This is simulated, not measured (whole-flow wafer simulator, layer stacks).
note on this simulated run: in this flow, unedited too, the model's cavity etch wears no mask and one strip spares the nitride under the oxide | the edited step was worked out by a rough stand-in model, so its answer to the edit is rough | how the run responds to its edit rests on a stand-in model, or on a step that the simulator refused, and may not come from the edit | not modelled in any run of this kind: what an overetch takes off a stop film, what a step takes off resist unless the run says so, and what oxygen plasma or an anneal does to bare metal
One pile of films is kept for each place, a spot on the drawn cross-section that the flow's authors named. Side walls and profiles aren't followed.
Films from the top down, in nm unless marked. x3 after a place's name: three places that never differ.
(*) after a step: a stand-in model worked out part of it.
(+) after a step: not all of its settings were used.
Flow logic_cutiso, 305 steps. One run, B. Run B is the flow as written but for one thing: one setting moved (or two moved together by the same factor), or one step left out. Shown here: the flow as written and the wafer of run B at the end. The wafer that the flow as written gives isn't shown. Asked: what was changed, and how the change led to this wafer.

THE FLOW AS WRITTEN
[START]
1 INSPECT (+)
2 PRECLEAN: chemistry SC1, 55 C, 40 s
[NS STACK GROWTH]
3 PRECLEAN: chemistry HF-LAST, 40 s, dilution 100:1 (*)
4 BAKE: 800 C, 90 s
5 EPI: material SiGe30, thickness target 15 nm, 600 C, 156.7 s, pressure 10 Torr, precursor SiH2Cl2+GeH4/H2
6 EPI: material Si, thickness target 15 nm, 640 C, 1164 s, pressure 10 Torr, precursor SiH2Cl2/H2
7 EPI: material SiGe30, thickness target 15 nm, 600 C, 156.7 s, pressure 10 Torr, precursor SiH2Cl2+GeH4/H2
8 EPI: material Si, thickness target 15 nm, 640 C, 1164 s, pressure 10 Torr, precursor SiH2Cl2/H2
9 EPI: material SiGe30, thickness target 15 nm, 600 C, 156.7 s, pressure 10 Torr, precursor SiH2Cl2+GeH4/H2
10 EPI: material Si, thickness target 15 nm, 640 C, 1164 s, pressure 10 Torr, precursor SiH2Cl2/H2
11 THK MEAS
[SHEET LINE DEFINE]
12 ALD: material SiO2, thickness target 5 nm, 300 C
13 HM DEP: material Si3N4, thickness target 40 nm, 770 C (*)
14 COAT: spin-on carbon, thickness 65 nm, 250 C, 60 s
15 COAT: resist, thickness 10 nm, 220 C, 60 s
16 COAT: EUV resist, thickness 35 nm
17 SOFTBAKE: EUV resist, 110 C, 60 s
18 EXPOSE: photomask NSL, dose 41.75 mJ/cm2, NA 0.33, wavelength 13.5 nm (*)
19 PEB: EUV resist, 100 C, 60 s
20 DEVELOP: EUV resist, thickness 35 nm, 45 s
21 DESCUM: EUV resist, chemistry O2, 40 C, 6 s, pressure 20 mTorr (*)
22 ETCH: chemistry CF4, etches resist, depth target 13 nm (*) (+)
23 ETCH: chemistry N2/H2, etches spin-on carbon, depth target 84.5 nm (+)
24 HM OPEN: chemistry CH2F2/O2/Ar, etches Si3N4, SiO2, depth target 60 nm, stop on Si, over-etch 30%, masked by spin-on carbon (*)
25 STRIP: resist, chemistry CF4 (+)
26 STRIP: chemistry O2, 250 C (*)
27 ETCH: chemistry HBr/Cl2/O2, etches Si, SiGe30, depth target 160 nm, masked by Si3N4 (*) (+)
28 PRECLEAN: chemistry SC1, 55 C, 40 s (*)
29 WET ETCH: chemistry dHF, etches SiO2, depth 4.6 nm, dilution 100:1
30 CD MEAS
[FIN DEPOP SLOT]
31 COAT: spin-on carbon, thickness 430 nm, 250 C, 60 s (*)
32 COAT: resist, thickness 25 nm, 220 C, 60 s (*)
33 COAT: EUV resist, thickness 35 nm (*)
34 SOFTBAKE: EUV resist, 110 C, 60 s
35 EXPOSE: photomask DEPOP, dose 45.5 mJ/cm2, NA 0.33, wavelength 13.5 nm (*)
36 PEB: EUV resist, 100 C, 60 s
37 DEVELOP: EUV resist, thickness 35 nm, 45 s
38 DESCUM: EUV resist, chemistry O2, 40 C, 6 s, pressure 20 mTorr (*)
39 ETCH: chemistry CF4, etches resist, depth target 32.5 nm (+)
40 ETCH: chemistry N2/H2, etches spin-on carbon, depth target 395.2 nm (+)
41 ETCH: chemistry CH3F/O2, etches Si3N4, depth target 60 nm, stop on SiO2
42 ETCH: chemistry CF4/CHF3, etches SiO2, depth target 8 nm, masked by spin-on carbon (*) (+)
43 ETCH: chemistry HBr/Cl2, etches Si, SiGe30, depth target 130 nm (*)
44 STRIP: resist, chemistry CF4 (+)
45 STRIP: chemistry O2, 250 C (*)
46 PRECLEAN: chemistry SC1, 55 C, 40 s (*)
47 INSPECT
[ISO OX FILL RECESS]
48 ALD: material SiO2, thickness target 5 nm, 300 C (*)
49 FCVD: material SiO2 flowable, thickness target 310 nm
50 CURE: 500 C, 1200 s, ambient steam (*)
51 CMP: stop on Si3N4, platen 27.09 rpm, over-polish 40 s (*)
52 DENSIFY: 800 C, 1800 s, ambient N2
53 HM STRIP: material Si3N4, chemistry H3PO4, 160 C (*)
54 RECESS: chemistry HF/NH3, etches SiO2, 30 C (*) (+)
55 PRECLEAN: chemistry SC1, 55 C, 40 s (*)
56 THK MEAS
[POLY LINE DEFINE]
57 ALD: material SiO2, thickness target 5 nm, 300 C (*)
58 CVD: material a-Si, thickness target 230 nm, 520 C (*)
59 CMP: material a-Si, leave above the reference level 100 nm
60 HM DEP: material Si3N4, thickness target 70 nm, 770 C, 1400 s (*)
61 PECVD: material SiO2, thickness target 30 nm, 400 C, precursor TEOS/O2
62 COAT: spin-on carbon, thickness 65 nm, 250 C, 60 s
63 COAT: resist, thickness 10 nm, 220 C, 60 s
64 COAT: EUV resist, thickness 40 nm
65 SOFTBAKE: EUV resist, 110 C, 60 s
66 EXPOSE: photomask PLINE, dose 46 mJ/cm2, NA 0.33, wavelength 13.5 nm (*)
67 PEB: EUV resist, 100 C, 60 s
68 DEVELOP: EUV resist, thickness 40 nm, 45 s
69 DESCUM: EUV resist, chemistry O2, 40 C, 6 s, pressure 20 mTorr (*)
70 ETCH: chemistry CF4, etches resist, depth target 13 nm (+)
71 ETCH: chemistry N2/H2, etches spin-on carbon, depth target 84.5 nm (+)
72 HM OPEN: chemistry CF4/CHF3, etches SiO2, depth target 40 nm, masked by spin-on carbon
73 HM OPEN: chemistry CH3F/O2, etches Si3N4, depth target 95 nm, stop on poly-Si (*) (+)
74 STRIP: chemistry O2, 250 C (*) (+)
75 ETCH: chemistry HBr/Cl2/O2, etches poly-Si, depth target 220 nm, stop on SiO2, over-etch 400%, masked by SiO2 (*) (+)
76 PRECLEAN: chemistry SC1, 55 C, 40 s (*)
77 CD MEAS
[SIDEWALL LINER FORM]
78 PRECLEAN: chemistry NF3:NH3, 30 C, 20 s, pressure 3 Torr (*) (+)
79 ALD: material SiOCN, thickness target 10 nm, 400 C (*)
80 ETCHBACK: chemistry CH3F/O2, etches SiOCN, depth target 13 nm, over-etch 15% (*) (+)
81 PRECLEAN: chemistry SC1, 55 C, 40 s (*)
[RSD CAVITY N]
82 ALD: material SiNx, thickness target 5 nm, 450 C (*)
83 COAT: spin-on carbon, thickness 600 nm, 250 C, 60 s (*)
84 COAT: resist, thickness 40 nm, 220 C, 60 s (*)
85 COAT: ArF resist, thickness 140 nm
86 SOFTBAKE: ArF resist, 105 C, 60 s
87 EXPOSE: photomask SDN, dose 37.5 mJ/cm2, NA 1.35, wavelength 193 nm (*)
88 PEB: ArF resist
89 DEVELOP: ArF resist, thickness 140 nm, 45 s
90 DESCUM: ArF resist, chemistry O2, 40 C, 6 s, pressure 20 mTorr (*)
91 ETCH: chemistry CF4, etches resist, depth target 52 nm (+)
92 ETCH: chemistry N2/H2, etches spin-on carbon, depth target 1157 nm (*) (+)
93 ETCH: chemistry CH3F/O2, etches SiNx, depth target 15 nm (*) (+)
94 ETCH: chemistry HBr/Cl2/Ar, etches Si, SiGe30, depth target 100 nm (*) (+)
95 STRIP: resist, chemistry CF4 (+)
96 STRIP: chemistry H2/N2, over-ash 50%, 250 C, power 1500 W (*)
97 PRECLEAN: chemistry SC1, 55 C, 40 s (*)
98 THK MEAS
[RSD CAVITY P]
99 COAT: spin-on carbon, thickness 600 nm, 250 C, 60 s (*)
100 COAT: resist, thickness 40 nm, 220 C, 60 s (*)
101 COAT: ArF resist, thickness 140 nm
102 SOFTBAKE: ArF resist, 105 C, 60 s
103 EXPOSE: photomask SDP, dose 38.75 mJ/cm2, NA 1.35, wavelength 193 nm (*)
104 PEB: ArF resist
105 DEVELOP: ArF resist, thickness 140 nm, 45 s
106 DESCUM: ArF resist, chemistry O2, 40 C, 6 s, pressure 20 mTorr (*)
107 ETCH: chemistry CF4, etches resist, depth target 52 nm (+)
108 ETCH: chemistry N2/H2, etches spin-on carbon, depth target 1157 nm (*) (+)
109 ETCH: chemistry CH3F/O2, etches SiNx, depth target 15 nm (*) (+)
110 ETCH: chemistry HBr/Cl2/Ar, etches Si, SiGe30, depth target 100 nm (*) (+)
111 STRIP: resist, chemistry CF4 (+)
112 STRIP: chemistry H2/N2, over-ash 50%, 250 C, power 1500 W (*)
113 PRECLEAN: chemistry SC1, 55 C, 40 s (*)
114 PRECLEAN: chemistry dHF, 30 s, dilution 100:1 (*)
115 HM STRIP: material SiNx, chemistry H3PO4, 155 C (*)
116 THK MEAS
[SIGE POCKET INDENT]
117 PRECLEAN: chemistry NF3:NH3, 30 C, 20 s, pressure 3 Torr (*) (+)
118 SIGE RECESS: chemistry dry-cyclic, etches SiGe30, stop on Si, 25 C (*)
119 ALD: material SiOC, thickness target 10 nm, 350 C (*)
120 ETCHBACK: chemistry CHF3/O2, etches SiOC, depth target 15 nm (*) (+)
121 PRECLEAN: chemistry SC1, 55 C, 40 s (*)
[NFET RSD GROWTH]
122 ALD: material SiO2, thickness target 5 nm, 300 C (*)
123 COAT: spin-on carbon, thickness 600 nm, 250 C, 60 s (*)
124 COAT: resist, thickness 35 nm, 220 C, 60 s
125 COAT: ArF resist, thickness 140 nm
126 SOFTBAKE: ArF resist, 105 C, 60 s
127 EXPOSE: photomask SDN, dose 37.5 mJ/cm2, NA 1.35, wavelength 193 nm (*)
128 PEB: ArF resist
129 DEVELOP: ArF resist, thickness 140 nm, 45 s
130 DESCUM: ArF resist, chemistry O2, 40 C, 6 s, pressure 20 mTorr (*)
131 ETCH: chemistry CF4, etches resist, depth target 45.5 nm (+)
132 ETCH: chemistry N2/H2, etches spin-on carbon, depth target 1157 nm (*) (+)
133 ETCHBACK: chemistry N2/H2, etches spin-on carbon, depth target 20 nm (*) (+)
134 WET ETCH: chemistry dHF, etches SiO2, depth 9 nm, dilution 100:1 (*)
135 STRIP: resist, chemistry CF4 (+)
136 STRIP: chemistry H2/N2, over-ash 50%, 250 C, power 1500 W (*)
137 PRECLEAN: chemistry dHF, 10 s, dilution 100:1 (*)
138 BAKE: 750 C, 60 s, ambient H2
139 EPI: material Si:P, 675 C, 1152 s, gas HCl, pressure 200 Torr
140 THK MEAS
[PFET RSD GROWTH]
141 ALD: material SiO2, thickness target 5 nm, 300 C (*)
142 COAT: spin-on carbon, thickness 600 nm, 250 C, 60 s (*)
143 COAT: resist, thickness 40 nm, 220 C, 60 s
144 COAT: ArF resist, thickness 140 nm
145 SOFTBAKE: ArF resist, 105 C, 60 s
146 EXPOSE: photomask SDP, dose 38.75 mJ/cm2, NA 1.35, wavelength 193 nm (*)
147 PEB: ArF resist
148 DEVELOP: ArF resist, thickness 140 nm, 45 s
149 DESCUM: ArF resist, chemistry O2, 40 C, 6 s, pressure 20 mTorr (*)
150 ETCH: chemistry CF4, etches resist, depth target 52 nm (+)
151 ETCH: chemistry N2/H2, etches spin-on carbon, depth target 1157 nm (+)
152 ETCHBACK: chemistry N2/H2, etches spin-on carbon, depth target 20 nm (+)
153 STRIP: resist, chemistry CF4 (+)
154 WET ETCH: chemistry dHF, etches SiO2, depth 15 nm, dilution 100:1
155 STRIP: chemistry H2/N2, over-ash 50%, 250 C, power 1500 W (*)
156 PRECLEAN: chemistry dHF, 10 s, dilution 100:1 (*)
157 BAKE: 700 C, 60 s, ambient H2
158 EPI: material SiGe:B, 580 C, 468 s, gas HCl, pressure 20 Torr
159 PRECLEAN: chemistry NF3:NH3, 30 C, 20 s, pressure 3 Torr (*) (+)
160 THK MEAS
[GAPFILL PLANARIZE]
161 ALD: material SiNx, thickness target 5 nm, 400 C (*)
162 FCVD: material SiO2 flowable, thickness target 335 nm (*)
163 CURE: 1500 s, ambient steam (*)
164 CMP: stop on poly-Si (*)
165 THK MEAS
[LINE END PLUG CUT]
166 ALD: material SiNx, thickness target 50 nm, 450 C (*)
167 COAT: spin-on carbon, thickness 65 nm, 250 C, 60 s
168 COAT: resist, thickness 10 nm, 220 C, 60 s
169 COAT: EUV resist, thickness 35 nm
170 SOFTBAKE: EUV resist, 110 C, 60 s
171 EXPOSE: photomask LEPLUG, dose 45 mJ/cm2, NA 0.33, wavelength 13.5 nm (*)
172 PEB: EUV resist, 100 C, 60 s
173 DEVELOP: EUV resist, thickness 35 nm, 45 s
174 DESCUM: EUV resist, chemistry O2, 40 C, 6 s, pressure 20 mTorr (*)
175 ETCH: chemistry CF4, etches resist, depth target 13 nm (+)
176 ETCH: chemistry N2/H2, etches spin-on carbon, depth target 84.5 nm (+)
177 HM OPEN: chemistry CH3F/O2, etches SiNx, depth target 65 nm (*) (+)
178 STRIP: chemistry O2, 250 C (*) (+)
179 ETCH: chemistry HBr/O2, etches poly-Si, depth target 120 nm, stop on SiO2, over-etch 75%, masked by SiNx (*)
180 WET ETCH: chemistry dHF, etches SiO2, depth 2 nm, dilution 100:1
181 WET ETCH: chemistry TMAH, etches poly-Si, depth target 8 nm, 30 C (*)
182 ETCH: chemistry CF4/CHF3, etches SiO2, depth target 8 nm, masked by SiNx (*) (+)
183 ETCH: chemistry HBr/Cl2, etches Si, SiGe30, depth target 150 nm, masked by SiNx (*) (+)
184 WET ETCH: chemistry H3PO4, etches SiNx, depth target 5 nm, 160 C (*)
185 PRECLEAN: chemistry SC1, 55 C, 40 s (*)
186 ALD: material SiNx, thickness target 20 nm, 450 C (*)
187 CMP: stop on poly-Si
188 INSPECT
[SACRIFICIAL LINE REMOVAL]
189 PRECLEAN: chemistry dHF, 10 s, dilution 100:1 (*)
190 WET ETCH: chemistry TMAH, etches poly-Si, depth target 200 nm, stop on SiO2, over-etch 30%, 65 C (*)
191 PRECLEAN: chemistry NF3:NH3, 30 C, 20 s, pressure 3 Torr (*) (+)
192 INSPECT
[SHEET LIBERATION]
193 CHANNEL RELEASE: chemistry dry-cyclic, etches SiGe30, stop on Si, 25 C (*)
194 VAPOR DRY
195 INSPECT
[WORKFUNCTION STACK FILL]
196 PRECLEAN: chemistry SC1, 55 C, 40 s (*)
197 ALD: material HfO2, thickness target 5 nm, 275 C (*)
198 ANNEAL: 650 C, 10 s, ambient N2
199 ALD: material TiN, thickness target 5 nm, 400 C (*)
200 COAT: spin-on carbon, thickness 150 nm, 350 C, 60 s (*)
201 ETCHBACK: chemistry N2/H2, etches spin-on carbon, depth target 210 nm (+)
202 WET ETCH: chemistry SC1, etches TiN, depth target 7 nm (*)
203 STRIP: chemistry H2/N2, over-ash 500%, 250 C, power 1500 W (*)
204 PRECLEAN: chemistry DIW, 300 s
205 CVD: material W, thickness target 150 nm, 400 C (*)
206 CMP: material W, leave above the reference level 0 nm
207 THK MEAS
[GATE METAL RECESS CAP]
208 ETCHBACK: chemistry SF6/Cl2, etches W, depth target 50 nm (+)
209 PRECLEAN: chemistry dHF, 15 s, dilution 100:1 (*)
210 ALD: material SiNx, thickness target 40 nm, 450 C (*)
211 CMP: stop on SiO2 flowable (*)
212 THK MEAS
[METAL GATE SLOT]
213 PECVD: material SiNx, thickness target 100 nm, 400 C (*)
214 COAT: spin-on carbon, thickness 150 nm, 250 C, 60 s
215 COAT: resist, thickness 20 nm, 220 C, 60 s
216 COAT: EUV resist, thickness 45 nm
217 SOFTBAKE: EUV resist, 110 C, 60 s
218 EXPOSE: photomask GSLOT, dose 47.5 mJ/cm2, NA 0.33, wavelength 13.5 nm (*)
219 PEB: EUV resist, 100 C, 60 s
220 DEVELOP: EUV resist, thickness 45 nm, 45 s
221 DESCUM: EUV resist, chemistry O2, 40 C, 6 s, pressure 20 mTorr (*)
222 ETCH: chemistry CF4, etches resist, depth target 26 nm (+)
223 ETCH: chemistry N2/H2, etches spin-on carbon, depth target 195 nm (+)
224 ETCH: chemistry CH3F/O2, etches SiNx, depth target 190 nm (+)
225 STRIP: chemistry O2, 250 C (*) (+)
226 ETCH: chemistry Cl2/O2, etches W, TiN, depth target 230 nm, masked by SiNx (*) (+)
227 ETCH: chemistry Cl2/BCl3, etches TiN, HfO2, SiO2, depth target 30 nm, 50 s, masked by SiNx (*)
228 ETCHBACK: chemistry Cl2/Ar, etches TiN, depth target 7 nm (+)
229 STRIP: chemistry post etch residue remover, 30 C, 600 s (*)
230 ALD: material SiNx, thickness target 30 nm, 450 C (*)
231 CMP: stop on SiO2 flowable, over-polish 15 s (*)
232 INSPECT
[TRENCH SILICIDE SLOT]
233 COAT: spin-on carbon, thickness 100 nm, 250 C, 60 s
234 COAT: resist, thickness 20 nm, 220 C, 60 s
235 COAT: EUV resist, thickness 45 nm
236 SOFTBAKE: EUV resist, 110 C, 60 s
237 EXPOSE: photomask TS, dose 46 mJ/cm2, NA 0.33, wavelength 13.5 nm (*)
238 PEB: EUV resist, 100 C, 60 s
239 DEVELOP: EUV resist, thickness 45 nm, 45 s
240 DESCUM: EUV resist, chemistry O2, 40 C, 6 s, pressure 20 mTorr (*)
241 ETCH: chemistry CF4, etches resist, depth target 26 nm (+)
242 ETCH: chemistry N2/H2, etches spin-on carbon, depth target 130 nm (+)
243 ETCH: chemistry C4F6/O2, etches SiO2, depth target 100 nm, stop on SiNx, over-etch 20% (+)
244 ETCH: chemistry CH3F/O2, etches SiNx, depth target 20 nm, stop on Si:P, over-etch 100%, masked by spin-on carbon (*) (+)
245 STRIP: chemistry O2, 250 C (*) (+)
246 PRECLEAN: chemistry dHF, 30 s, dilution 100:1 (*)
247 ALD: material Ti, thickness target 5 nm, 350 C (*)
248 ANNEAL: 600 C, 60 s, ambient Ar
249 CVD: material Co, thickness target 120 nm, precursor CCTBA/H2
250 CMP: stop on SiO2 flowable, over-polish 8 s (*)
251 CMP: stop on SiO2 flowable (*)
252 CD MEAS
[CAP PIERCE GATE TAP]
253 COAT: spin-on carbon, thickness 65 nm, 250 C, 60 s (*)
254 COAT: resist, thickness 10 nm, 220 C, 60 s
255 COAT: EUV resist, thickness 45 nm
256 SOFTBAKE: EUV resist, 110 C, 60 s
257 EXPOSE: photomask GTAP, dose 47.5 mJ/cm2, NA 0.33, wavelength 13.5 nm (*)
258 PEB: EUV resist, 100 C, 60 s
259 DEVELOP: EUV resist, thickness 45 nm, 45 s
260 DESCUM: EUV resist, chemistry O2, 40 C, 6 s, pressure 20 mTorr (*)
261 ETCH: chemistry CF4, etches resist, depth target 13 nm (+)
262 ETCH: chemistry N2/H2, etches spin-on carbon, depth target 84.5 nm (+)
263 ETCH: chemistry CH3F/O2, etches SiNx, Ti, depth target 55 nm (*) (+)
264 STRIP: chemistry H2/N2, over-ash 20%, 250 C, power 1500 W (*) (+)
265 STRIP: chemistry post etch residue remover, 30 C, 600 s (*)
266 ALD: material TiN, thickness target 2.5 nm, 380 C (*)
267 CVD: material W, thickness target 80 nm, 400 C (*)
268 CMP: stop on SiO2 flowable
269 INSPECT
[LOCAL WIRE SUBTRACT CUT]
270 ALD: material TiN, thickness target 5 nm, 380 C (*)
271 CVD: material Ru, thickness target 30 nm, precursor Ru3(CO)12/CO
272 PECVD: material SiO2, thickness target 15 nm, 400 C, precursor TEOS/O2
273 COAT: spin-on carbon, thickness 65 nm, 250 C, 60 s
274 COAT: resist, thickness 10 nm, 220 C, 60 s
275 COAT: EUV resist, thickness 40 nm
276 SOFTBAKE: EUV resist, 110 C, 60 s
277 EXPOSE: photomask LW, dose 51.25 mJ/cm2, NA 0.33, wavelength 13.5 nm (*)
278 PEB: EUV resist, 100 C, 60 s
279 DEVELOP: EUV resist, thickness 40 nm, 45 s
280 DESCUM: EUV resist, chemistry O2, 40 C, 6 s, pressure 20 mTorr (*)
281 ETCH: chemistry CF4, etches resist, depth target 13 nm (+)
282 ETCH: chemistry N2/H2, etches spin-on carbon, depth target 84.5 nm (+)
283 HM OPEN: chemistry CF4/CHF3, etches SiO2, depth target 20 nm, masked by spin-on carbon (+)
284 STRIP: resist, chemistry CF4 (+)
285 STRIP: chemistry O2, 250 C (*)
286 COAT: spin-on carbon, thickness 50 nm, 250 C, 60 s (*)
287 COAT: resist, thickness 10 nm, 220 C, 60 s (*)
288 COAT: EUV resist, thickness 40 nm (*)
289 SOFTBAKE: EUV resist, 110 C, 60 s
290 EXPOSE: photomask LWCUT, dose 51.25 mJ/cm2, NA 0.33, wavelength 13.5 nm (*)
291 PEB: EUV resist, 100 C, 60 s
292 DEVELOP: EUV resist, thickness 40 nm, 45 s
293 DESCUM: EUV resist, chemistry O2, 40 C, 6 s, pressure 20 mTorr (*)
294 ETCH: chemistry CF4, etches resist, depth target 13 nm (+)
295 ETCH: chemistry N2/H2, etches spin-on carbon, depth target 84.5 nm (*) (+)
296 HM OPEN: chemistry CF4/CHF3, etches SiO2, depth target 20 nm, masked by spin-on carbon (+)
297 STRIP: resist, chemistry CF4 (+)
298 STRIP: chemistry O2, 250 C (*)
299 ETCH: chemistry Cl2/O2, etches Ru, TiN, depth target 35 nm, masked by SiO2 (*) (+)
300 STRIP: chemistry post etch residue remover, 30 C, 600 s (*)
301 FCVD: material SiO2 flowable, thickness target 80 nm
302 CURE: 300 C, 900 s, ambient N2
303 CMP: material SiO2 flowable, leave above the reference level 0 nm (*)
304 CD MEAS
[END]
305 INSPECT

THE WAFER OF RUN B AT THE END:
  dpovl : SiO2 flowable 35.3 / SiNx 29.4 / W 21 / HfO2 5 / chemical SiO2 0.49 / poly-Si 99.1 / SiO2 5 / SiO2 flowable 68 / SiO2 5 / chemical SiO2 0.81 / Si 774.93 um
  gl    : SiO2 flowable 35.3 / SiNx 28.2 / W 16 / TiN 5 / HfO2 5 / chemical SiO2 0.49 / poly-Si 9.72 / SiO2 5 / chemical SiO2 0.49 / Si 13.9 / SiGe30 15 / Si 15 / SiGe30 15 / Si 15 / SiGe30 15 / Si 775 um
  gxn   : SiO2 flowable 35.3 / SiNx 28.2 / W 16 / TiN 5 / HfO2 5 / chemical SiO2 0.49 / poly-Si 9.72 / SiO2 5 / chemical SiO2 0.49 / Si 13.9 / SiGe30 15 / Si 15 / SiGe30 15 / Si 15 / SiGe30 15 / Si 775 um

The cause: step 190, WET ETCH: depth target 90 nm was run, where the flow has depth target 200 nm.

How the change led to this, step by step:
  190 WET ETCH: chemistry TMAH, etches poly-Si, depth target 200 nm, stop on SiO2, over-etch 30%, 65 C (*)
      depop, dpovl, gfld, gxf, isow, nsgap: poly-Si -90 (as written it would be: poly-Si -189.4 (all of it))
      gl, glp, gxn, gxp, ns, tap: poly-Si -90 (as written it would be: poly-Si -100 (all of it))
  191 PRECLEAN: chemistry NF3:NH3, 30 C, 20 s, pressure 3 Torr (*) (+)
      depop, dpovl, gfld, gxf, isow, nsgap: nothing (as written it would be: SiO2 -5 (all of it), SiO2 flowable -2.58)
      gl, glp, gxn, gxp, ns, tap: nothing (as written it would be: SiO2 -5 (all of it), chemical SiO2 -0.49 (all of it))
  193 CHANNEL RELEASE: chemistry dry-cyclic, etches SiGe30, stop on Si, 25 C (*)
      gl, glp, gxn, gxp, ns, tap: nothing (as written it would be: chemical SiO2 +0.8 (new film), Si -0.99, chemical SiO2 +0.8 (new film), cavity +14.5 (new film), chemical SiO2 +0.8 (new film), SiGe30 -15 (all of it), Si -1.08, chemical SiO2 +0.8 (new film), cavity +14.5 (new film), chemical SiO2 +0.8 (new film), SiGe30 -15 (all of it), Si -1.08, chemical SiO2 +0.8 (new film), cavity +14.5 (new film), chemical SiO2 +0.8 (new film), SiGe30 -15 (all of it), Si -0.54)
  196 PRECLEAN: chemistry SC1, 55 C, 40 s (*)
      gl, glp, gxn, gxp, ns, tap: chemical SiO2 +0.49 (new film), poly-Si -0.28 (as written it would be: chemical SiO2 -0.08)
  197 ALD: material HfO2, thickness target 5 nm, 275 C (*)
      gl, glp, gxn, gxp, ns, tap: HfO2 +5 (new film) (as written it would be: HfO2 +5 (new film), HfO2 +5 (new film), cavity -10, HfO2 +5 (new film), HfO2 +5 (new film), cavity -10, HfO2 +5 (new film), HfO2 +5 (new film), cavity -10, HfO2 +5 (new film))
      gxf: HfO2 +5 (new film) (as written it would be: HfO2 +7.7 (new film))
  199 ALD: material TiN, thickness target 5 nm, 400 C (*)
      gl, glp, tap: TiN +5 (new film) (as written it would be: TiN +5.26 (new film), TiN +4.49 (new film), cavity -4.49 (all of it), TiN +4.49 (new film), cavity -4.49 (all of it), TiN +4.49 (new film), cavity -4.49 (all of it))
      gxn, gxp, ns: TiN +5 (new film) (as written it would be: TiN +5 (new film), TiN +4.49 (new film), cavity -4.49 (all of it), TiN +4.49 (new film), cavity -4.49 (all of it), TiN +4.49 (new film), cavity -4.49 (all of it))
      (and at 1 more place)
  200 COAT: spin-on carbon, thickness 150 nm, 350 C, 60 s (*)
      gl, glp: spin-on carbon +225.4 (new film) (as written it would be: spin-on carbon +236.9 (new film))
      gxn, gxp: spin-on carbon +225.3 (new film) (as written it would be: spin-on carbon +236.9 (new film))
      (and at 18 more places)
  201 ETCHBACK: chemistry N2/H2, etches spin-on carbon, depth target 210 nm (+)
      lnr, lnrp: spin-on carbon -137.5 (all of it) (as written it would be: spin-on carbon -133.9 (all of it))
      rsdn, rsdw: spin-on carbon -149.4 (all of it) (as written it would be: spin-on carbon -145.8 (all of it))
      (and at 11 more places)
  203 STRIP: chemistry H2/N2, over-ash 500%, 250 C, power 1500 W (*)
      gl, glp: spin-on carbon -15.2 (all of it) (as written it would be: spin-on carbon -26.7 (all of it))
      gxn, gxp: spin-on carbon -15.2 (all of it) (as written it would be: spin-on carbon -26.8 (all of it))
      (and at 3 more places)
  205 CVD: material W, thickness target 150 nm, 400 C (*)
      depop, dpovl, isow, nsgap: W +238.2 (new film) (as written it would be: W +345.5 (new film))
      gl, glp, tap: W +233.2 (new film) (as written it would be: W +248.4 (new film))
      (and at 5 more places)
  226 ETCH: chemistry Cl2/O2, etches W, TiN, depth target 230 nm, masked by SiNx (*) (+)
      depop, dpovl, gl and 18 more: SiNx -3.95 (as written it would be: SiNx -30.8)
      gfld: W -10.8 (all of it), TiN -5 (all of it), HfO2 -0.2 (as written it would be: W -115.4 (all of it), TiN -7.64 (all of it), HfO2 -1.54)
  227 ETCH: chemistry Cl2/BCl3, etches TiN, HfO2, SiO2, depth target 30 nm, 50 s, masked by SiNx (*)
      gfld: HfO2 -4.8 (all of it), chemical SiO2 -0.49 (all of it), poly-Si -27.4 (as written it would be: HfO2 -3.46 (all of it), SiO2 flowable -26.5)
  228 ETCHBACK: chemistry Cl2/Ar, etches TiN, depth target 7 nm (+)
      gfld: poly-Si -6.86 (as written it would be: SiO2 flowable -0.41)
  230 ALD: material SiNx, thickness target 30 nm, 450 C (*)
      gfld: SiNx +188 (new film) (as written it would be: SiNx +260.6 (new film))
  231 CMP: stop on SiO2 flowable, over-polish 15 s (*)
      depop, dpovl, gl and 9 more: SiNx -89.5 (as written it would be: SiNx -62.7)
      lnr, lnri, lnrp, lnrt: SiNx -87.8 (all of it), SiOCN -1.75 (as written it would be: SiNx -61 (all of it), SiOCN -1.75)
      (and at 6 more places)
Counting metal films that touch as one body, gl has 1 body; the flow as written gives 4 bodies (between them, from the top down: HfO2 5 / chemical SiO2 0.72 / Si 12.9 / chemical SiO2 0.8 / HfO2 5; HfO2 5 / chemical SiO2 0.8 / Si 13.9 / chemical SiO2 0.8 / HfO2 5; HfO2 5 / chemical SiO2 0.8 / Si 13.9 / chemical SiO2 0.8 / HfO2 5).
Counting metal films that touch as one body, gxn has 1 body; the flow as written gives 4 bodies (between them, from the top down: HfO2 5 / chemical SiO2 0.72 / Si 12.9 / chemical SiO2 0.8 / HfO2 5; HfO2 5 / chemical SiO2 0.8 / Si 13.9 / chemical SiO2 0.8 / HfO2 5; HfO2 5 / chemical SiO2 0.8 / Si 13.9 / chemical SiO2 0.8 / HfO2 5).
